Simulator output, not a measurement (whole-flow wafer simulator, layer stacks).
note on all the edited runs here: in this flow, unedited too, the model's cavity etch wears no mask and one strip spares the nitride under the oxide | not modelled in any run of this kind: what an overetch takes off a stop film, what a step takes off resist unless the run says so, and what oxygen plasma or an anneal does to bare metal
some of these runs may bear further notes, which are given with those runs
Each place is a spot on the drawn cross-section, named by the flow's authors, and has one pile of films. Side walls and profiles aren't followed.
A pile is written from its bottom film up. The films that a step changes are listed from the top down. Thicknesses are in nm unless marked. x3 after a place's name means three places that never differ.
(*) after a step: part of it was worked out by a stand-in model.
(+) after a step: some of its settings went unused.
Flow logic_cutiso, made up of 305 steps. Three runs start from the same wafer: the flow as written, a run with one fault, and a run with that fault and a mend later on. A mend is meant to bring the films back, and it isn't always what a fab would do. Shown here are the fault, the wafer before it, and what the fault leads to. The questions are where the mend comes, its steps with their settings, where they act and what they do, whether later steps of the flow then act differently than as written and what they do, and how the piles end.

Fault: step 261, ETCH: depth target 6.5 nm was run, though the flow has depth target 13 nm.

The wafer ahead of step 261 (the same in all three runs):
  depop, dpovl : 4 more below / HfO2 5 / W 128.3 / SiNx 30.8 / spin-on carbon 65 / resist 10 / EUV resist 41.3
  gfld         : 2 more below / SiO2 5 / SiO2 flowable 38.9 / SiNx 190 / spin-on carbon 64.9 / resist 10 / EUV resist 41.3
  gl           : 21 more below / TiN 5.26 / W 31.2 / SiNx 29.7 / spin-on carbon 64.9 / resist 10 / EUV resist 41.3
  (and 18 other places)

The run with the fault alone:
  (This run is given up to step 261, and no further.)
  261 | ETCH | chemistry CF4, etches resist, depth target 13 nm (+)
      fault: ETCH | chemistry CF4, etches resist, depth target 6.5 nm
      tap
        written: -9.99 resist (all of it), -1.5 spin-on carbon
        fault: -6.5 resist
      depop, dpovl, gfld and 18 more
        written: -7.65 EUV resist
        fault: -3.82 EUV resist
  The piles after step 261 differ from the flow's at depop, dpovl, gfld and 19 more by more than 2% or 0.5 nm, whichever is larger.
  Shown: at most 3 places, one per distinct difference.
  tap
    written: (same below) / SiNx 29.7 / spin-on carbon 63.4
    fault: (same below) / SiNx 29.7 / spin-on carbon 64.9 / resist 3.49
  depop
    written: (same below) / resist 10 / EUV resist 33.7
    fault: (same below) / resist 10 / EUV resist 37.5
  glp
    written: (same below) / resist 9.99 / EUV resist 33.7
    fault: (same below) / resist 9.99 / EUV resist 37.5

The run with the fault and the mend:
  After step 261 comes the mend.
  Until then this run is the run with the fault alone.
  261a | ETCH | chemistry CF4, etches resist, depth target 6.5 nm (*) (+) (the flow's step 261 again, with other settings)
      depop, dpovl, gfld and 18 more
        -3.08 EUV resist
      tap
        -3.49 resist (all of it), -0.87 spin-on carbon
  Steps later in the flow that act otherwise than as written (2 other steps are not shown; they differ only slightly, by no more than 2% or 0.5 nm, whichever is larger):
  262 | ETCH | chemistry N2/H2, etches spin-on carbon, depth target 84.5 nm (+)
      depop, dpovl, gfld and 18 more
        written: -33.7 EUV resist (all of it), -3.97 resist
        mend: -34.4 EUV resist (all of it), -3.94 resist
  The piles end the same as the flow's at every place that both follow.
